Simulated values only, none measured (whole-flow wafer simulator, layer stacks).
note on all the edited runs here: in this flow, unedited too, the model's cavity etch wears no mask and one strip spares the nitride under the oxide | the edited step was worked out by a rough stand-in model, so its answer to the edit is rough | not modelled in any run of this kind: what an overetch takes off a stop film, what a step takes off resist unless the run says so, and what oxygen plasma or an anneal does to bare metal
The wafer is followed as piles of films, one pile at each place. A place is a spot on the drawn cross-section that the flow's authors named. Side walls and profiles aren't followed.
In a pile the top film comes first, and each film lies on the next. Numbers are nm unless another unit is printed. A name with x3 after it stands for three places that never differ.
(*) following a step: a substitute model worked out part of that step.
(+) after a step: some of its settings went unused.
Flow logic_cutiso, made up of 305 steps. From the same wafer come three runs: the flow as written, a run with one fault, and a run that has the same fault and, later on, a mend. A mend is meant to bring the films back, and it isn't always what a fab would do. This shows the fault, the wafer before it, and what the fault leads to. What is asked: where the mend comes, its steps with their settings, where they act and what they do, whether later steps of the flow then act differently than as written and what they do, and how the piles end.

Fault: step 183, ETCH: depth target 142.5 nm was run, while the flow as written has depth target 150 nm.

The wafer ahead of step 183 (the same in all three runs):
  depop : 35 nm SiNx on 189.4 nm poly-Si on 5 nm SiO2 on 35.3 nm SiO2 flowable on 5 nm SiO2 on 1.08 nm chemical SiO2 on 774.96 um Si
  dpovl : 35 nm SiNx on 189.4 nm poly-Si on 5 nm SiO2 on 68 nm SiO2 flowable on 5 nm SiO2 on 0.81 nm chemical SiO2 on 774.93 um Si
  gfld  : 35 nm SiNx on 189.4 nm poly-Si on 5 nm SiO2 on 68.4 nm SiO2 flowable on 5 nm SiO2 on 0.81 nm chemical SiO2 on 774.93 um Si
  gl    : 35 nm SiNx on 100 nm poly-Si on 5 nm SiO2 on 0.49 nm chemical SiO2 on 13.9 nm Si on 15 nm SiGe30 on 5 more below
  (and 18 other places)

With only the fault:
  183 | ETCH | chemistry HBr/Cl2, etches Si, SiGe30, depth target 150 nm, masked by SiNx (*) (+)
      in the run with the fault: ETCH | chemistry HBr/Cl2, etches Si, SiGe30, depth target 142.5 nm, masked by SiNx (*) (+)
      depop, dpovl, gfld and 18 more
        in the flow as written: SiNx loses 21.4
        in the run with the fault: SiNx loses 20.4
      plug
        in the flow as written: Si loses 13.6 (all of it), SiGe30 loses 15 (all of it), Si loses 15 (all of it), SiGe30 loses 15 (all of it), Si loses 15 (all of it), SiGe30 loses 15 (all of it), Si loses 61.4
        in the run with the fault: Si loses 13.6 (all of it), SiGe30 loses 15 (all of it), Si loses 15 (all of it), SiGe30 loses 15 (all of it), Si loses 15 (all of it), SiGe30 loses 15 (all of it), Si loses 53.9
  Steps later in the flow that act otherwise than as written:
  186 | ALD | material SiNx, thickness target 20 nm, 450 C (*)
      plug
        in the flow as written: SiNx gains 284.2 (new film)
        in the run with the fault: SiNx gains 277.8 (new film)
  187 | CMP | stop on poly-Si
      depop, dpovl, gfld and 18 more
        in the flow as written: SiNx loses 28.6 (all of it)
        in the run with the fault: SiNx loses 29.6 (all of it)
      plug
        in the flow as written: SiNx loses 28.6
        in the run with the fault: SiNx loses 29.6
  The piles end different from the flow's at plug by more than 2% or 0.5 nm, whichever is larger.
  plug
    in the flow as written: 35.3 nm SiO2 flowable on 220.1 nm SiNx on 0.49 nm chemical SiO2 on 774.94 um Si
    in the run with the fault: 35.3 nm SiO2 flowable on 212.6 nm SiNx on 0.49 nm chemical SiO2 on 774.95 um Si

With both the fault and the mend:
  The mend follows step 183.
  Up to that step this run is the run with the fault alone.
  183a | ETCH | chemistry HBr/Cl2, etches Si, SiGe30, depth target 7.5 nm, masked by SiNx (*) (+) (the flow's step 183 again, with other settings)
      depop, dpovl, gfld and 18 more
        SiNx loses 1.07
      plug
        Si loses 7.5
  Later steps of the flow that are run all act as written at every place that is followed.
  At every place that both follow, the piles at the end match the flow's.
